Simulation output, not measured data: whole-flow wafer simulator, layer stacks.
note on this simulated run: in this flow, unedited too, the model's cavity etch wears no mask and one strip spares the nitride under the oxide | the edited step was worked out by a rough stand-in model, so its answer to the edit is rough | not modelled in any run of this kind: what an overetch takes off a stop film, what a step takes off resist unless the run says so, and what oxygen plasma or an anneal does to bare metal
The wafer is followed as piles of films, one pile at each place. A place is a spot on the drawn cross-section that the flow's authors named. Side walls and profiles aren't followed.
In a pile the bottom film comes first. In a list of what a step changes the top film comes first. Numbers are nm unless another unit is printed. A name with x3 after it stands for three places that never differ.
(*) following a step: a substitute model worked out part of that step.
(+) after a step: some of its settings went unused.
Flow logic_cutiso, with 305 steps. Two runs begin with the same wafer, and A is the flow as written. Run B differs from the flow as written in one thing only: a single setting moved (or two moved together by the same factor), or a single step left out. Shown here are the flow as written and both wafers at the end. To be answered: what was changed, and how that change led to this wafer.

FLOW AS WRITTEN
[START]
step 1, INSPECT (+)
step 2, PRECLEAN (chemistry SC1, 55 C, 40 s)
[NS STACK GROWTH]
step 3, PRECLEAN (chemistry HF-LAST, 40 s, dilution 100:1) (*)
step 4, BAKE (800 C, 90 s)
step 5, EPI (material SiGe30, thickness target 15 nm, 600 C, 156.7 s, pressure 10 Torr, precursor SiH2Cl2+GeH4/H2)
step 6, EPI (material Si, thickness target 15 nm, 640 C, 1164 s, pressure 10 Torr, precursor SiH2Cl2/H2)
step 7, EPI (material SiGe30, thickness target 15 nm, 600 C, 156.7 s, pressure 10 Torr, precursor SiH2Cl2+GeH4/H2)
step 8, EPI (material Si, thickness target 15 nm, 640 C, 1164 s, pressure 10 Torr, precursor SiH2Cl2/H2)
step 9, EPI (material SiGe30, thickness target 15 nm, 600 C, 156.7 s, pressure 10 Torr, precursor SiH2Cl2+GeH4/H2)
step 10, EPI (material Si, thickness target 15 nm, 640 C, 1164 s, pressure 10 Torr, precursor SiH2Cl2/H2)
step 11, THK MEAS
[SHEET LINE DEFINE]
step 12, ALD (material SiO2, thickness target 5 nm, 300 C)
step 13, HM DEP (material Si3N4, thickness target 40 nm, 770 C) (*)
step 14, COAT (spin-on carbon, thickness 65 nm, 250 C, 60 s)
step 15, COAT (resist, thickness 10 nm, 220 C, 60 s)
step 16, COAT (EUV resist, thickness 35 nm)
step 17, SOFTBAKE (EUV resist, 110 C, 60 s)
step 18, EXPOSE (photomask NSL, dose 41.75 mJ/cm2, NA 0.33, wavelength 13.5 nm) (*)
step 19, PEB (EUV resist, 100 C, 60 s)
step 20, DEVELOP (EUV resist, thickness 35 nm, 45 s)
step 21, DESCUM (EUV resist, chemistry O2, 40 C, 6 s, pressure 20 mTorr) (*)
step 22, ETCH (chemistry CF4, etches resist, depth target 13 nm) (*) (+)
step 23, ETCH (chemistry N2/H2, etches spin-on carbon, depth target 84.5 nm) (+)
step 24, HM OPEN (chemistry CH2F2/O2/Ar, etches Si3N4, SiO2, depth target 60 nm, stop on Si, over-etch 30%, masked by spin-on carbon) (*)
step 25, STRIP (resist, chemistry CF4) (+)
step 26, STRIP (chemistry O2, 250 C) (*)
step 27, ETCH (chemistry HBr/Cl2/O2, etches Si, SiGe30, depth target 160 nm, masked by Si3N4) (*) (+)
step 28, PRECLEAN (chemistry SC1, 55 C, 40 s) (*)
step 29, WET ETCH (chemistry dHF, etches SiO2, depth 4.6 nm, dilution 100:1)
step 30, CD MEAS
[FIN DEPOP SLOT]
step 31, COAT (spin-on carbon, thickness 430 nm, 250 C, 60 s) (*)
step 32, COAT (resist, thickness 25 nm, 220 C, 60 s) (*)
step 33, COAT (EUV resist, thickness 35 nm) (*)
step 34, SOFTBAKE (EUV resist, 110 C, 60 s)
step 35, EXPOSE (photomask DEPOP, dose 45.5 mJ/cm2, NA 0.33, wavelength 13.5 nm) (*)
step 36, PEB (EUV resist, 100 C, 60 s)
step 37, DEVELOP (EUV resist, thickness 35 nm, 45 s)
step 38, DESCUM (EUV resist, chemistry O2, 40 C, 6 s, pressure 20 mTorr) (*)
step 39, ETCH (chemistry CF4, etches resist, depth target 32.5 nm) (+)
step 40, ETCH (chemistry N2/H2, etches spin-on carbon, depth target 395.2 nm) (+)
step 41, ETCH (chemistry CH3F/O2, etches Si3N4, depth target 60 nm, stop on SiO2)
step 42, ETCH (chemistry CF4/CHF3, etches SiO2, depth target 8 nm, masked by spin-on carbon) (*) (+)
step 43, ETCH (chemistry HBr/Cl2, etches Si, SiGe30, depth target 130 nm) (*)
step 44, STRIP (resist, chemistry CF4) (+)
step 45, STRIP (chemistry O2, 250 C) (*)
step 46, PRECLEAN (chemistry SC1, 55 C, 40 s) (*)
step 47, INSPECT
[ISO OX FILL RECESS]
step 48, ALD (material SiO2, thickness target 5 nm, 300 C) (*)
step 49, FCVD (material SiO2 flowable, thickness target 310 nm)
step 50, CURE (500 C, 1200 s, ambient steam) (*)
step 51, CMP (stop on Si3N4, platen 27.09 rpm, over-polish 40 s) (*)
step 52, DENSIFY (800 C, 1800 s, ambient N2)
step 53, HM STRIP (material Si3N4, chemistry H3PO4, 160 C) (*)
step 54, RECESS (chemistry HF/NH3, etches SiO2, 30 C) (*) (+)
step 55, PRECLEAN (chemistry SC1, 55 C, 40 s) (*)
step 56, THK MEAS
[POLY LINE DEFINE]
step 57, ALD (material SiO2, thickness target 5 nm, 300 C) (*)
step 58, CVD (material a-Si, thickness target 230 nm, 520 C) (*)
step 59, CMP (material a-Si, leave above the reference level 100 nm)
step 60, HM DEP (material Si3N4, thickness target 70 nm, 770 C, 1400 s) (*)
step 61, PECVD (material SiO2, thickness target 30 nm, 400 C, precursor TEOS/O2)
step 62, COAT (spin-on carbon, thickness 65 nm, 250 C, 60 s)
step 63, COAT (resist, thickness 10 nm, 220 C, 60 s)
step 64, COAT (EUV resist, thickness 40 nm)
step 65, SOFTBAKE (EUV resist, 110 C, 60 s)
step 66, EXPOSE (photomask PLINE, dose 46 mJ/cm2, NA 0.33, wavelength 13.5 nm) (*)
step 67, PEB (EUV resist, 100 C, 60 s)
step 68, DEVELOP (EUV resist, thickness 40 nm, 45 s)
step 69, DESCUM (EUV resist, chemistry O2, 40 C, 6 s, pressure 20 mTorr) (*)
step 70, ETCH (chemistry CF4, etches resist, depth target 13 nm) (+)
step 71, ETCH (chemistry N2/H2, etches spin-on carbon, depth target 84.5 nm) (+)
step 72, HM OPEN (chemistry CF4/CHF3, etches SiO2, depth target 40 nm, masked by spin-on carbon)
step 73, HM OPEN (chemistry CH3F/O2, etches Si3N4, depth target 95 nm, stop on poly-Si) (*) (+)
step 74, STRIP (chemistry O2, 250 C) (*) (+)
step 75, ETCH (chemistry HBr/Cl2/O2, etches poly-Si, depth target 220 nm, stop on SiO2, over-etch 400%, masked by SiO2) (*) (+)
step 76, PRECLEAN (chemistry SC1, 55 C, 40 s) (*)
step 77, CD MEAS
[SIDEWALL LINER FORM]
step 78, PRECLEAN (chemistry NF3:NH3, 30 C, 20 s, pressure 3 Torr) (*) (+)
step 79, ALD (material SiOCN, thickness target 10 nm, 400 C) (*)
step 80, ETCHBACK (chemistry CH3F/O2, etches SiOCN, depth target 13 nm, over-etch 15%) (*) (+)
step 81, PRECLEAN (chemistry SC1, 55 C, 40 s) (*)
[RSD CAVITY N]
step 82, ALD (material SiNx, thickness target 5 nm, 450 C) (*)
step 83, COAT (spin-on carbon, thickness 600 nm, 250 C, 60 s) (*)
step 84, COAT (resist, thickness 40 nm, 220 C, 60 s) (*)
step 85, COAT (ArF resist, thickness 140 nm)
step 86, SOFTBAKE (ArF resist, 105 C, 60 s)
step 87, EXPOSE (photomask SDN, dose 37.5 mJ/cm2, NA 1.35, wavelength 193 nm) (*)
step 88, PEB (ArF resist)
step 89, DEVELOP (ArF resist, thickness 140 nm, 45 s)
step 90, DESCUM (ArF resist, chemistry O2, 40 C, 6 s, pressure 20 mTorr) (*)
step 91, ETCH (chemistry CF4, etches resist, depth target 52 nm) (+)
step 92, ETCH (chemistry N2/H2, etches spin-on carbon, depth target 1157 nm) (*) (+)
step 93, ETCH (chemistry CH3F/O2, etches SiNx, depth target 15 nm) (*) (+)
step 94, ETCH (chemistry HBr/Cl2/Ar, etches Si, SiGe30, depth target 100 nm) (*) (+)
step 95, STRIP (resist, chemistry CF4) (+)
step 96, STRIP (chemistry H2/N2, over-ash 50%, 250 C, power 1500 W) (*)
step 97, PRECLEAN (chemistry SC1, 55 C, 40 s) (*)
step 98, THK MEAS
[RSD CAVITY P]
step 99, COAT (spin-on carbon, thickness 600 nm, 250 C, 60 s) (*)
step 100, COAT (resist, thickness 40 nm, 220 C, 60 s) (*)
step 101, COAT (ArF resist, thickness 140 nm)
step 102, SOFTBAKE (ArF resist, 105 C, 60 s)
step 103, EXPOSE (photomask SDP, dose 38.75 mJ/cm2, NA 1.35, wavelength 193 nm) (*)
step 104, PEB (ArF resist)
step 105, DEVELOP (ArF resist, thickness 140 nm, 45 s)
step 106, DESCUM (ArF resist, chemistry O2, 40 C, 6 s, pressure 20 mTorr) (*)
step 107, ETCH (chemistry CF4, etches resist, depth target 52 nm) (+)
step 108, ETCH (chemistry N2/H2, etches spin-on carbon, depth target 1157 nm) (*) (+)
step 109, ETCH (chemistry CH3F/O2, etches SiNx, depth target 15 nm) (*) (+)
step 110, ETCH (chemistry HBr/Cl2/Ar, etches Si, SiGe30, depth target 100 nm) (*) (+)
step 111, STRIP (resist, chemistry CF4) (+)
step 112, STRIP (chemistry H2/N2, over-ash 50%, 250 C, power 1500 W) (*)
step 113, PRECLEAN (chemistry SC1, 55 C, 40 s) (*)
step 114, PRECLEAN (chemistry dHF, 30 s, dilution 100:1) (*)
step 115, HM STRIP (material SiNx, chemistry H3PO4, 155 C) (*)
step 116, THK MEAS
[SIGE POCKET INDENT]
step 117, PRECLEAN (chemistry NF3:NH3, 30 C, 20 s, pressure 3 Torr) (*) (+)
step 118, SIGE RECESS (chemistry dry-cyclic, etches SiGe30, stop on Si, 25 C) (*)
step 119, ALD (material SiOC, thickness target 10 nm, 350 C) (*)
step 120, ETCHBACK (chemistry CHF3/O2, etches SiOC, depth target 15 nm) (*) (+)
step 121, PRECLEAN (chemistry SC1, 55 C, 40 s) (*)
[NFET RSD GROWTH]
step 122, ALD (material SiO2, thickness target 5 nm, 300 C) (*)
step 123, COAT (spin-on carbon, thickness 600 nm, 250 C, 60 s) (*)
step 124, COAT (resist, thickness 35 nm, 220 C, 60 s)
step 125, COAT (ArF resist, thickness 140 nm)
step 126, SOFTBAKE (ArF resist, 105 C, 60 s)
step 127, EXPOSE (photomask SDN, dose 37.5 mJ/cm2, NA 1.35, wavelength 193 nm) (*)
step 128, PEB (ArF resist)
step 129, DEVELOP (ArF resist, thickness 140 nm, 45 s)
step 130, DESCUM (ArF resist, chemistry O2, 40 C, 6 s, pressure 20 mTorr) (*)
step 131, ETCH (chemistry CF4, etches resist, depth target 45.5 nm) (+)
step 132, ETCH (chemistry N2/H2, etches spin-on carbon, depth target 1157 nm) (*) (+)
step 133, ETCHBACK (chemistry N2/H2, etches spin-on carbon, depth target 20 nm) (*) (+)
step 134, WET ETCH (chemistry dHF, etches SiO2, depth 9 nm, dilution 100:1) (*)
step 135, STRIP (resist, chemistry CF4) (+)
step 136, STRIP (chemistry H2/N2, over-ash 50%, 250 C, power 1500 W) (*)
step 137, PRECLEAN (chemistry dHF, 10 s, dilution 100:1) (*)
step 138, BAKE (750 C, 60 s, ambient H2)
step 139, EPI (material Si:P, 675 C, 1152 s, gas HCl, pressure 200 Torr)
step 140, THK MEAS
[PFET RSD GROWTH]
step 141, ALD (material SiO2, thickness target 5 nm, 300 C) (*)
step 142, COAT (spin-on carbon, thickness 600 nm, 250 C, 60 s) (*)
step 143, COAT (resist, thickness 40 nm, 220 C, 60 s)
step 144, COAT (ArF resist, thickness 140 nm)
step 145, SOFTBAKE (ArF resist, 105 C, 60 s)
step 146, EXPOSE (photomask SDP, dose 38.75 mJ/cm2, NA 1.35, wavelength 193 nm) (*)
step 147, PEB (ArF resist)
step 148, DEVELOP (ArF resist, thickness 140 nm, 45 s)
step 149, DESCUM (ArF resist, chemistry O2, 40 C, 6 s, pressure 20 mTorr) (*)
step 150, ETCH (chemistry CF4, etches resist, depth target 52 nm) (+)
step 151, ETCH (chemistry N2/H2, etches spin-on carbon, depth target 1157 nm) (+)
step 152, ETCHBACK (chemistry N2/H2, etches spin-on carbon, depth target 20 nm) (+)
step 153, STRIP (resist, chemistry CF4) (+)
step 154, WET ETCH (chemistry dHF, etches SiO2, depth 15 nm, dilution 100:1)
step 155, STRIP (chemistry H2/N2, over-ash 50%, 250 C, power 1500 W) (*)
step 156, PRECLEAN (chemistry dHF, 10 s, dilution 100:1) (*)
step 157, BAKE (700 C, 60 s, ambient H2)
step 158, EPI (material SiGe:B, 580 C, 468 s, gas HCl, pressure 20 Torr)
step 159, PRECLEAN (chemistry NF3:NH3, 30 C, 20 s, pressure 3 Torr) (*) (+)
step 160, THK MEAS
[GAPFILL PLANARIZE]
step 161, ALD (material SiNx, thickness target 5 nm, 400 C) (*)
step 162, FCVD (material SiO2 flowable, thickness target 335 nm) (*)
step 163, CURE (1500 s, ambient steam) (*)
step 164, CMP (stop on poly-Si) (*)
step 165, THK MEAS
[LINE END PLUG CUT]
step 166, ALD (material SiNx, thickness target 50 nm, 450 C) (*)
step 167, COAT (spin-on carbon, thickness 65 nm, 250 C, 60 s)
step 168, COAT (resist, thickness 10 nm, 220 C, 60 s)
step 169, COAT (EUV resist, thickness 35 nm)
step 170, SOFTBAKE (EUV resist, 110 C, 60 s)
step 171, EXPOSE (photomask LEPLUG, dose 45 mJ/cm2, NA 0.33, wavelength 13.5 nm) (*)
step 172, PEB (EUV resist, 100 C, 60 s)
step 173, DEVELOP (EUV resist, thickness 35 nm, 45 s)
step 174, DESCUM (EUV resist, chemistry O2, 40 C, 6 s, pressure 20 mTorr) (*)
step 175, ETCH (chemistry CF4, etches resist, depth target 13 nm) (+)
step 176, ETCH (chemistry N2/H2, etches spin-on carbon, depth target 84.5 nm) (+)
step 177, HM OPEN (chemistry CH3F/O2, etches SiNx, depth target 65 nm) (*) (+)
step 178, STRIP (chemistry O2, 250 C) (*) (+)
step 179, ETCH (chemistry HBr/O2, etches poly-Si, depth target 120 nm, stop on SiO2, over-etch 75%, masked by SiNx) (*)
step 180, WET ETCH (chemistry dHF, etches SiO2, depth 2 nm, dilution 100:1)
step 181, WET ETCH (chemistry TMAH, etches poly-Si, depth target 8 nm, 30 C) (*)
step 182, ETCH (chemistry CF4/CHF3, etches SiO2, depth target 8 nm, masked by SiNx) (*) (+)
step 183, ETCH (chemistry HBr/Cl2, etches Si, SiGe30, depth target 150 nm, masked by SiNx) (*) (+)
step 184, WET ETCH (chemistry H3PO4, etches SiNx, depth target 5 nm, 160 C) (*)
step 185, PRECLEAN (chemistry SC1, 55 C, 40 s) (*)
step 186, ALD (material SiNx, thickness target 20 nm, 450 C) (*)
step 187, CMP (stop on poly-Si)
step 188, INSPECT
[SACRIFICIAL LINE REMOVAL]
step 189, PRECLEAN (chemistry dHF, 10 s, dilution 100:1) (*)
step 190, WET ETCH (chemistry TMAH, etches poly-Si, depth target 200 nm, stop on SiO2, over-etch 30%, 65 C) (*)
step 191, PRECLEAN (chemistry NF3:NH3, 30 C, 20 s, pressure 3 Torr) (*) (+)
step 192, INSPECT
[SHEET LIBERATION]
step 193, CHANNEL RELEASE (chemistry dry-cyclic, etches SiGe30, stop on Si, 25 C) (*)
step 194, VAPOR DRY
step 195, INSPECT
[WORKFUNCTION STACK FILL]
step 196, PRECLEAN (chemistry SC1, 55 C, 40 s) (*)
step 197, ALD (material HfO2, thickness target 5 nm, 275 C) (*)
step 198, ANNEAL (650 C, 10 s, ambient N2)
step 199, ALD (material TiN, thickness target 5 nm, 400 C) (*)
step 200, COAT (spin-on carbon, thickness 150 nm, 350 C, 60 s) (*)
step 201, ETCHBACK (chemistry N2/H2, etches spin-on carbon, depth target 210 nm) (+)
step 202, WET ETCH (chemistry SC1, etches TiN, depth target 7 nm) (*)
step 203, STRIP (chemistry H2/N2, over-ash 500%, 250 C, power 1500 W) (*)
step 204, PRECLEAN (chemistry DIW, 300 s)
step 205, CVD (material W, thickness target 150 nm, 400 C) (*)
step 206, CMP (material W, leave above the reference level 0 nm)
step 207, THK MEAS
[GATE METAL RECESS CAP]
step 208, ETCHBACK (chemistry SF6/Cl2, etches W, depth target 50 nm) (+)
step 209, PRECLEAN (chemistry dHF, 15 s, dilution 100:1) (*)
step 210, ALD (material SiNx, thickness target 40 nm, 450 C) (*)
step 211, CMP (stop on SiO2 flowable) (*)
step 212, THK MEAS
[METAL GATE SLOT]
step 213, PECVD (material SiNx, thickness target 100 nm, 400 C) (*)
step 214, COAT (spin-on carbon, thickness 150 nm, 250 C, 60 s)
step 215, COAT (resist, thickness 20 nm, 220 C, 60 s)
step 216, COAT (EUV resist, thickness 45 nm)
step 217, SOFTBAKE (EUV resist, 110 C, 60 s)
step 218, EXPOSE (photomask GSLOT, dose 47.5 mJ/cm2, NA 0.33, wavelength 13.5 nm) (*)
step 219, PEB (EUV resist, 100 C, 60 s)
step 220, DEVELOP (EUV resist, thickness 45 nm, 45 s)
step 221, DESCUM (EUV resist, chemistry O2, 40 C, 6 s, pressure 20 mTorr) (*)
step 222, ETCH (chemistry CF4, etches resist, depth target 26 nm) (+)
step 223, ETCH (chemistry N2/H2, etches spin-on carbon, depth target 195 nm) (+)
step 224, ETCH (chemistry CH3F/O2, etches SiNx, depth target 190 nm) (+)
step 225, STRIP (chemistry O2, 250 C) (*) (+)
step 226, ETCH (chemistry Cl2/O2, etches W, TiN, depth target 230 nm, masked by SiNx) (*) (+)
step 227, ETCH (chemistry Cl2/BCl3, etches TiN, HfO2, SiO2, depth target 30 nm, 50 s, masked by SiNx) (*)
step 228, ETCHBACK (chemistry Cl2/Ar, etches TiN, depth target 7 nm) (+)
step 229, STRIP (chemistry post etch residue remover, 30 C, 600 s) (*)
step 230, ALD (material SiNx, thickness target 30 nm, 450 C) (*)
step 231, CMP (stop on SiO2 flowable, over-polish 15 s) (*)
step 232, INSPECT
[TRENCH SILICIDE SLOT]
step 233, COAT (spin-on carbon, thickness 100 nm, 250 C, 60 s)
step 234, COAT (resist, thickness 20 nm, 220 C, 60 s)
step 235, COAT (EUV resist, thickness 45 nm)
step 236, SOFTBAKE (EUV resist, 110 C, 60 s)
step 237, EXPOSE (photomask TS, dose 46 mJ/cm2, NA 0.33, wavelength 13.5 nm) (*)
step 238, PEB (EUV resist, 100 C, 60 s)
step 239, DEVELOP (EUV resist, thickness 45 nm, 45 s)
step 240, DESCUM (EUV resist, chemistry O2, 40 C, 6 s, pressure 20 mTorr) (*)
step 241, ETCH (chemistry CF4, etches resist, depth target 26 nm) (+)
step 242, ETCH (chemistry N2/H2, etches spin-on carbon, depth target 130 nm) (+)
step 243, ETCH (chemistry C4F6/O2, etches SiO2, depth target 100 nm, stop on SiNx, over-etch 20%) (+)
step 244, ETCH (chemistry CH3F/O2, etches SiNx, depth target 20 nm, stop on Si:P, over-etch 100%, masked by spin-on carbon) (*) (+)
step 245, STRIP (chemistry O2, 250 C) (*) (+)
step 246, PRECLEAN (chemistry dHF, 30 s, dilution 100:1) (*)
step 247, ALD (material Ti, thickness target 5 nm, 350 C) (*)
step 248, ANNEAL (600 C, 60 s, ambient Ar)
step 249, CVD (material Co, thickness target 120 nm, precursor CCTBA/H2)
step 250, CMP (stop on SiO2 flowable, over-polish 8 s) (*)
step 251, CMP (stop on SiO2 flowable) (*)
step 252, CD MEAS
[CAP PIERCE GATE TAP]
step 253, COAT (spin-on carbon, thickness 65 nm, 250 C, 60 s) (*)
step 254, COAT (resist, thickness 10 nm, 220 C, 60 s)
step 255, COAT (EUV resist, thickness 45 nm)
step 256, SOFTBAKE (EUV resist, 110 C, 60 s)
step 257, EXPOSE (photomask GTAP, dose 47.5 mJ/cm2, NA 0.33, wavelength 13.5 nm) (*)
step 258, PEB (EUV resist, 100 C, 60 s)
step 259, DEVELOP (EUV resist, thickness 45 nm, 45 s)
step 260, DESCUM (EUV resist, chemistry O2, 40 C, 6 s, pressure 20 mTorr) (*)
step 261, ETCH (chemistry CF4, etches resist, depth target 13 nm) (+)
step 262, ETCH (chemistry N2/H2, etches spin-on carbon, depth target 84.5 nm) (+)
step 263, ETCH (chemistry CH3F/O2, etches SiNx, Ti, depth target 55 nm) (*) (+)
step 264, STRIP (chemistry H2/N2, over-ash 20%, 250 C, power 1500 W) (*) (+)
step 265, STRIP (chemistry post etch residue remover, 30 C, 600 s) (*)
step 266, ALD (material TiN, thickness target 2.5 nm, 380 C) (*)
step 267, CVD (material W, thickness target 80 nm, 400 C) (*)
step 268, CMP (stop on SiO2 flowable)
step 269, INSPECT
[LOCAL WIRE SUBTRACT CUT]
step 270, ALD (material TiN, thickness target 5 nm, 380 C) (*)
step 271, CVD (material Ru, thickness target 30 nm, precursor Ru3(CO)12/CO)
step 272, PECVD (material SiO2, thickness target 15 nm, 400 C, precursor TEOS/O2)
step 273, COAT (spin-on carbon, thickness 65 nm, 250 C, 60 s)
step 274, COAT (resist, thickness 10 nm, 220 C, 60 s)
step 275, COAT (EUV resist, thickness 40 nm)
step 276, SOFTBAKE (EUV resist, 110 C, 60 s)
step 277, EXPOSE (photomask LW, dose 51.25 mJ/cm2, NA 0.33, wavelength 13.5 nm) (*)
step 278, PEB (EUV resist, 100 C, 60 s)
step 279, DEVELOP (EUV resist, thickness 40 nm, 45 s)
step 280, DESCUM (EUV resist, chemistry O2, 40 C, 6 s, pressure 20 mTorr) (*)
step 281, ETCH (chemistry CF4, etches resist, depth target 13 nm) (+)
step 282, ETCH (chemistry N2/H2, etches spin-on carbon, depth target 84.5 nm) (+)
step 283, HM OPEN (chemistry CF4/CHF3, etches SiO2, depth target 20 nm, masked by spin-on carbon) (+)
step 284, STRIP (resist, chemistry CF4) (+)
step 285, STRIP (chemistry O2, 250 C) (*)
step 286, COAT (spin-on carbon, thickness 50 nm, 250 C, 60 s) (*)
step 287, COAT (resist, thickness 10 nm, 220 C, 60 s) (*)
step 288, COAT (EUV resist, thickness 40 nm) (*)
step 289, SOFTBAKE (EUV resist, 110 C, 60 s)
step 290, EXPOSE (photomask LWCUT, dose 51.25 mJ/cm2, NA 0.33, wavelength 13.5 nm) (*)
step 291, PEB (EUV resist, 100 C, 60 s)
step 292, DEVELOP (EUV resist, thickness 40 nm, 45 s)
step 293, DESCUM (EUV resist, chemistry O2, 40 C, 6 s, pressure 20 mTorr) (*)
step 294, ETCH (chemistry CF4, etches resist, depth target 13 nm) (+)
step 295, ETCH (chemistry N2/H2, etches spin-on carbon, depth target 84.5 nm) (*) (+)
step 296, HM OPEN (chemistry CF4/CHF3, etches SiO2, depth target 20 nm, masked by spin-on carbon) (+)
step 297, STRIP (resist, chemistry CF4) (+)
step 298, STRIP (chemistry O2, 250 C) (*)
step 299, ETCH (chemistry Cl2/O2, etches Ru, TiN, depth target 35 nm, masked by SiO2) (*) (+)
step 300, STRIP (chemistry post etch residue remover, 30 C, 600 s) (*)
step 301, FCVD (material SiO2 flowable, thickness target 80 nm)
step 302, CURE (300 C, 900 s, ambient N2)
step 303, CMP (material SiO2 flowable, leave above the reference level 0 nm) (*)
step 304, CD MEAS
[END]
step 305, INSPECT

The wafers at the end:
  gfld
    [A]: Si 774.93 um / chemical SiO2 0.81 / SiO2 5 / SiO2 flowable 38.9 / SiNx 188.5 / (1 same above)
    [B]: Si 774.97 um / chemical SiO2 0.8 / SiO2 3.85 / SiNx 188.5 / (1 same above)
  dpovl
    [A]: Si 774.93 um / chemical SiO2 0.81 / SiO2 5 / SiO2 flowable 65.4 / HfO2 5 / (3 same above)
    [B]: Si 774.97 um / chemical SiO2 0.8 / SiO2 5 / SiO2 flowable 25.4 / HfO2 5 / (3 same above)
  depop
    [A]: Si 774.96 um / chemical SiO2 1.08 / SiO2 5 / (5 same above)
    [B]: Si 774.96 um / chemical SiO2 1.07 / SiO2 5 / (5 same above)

What caused this: step 27, ETCH: depth target 120 nm was run, whereas the flow has depth target 160 nm.

Step by step, how the change led to this:
  step 27, ETCH (chemistry HBr/Cl2/O2, etches Si, SiGe30, depth target 160 nm, masked by Si3N4) (*) (+)
      depop, gl, glp and 12 more: A Si3N4 loses 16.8 | B Si3N4 loses 13.2
      gfld, gxf, iso, lnri: A chemical SiO2 loses 0.79 (all of it), Si loses 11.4 (all of it), SiGe30 loses 15 (all of it), Si loses 15 (all of it), SiGe30 loses 15 (all of it), Si loses 15 (all of it), SiGe30 loses 15 (all of it), Si loses 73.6 | B chemical SiO2 loses 0.79 (all of it), Si loses 11.4 (all of it), SiGe30 loses 15 (all of it), Si loses 15 (all of it), SiGe30 loses 15 (all of it), Si loses 15 (all of it), SiGe30 loses 15 (all of it), Si loses 33.6
      (and at 3 other places as well)
  step 31, COAT (spin-on carbon, thickness 430 nm, 250 C, 60 s) (*)
      dpovl, nsgap: A spin-on carbon gains 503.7 (new film) | B spin-on carbon gains 489.7 (new film)
      glp, tap: A spin-on carbon gains 380.2 (new film) | B spin-on carbon gains 389.6 (new film)
      (and at 18 other places as well)
  step 40, ETCH (chemistry N2/H2, etches spin-on carbon, depth target 395.2 nm) (+)
      depop: A spin-on carbon loses 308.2 (all of it), Si3N4 loses 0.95 | B spin-on carbon loses 330.6 (all of it), Si3N4 loses 0.7
  step 41, ETCH (chemistry CH3F/O2, etches Si3N4, depth target 60 nm, stop on SiO2)
      gfld, gl, glp and 17 more: A resist loses 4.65 | B resist loses 5.42
      depop: A Si3N4 loses 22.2 (all of it), SiO2 loses 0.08 | B Si3N4 loses 26.1 (all of it), SiO2 loses 0.08
      (and at 1 other place as well)
  step 42, ETCH (chemistry CF4/CHF3, etches SiO2, depth target 8 nm, masked by spin-on carbon) (*) (+)
      gfld: A resist loses 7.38 | B resist loses 6.73 (all of it), spin-on carbon loses 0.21
      gxf: A resist loses 7.42 (all of it) | B resist loses 6.46 (all of it), spin-on carbon loses 0.29
      (and at 18 other places as well)
  step 45, STRIP (chemistry O2, 250 C) (*)
      gfld, lnri: A chemical SiO2 gains 0.82 (new film), spin-on carbon loses 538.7 (all of it), Si loses 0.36 | B chemical SiO2 gains 0.81 (new film), spin-on carbon loses 511.4 (all of it), Si loses 0.36
      glp, tap: A spin-on carbon loses 347.6 (all of it) | B spin-on carbon loses 356.9 (all of it)
      (and at 17 other places as well)
  step 49, FCVD (material SiO2 flowable, thickness target 310 nm)
      gl, glp, gxn and 10 more: A SiO2 flowable gains 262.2 (new film) | B SiO2 flowable gains 271.2 (new film)
      gfld, gxf, iso, lnri: A SiO2 flowable gains 453.9 (new film) | B SiO2 flowable gains 426.6 (new film)
      (and at 5 other places as well)
  step 50, CURE (500 C, 1200 s, ambient steam) (*)
      depop: A SiO2 flowable loses 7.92 | B SiO2 flowable loses 8.43
  step 51, CMP (stop on Si3N4, platen 27.09 rpm, over-polish 40 s) (*)
      lnrt, rsdn, tap: A SiO2 flowable loses 254.2 (all of it), SiO2 loses 5 (all of it), Si3N4 loses 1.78 | B SiO2 flowable loses 263 (all of it), SiO2 loses 5 (all of it), Si3N4 loses 1.78
      dpovl, isow: A SiO2 flowable loses 200.4 | B SiO2 flowable loses 217.4
      (and at 17 other places as well)
  step 52, DENSIFY (800 C, 1800 s, ambient N2)
      gfld, gxf, iso, lnri: A SiO2 flowable loses 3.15 | B SiO2 flowable loses 2.3
      dpovl: A SiO2 flowable loses 2.82 | B SiO2 flowable loses 2.27
  step 53, HM STRIP (material Si3N4, chemistry H3PO4, 160 C) (*)
      gl, glp, gxn and 11 more: A Si3N4 loses 21.4 (all of it), SiO2 loses 0.36 | B Si3N4 loses 25 (all of it), SiO2 loses 0.42
  step 54, RECESS (chemistry HF/NH3, etches SiO2, 30 C) (*) (+)
      gfld, gxf, iso, lnri: A SiO2 flowable loses 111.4 | B SiO2 flowable loses 115.6
      depop: A SiO2 flowable loses 111.9 | B SiO2 flowable loses 115.2
      (and at 3 other places as well)
  step 227, ETCH (chemistry Cl2/BCl3, etches TiN, HfO2, SiO2, depth target 30 nm, 50 s, masked by SiNx) (*)
      gfld: A HfO2 loses 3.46 (all of it), SiO2 flowable loses 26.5 | B HfO2 loses 3.46 (all of it), SiO2 flowable loses 25.8 (all of it), SiO2 loses 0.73
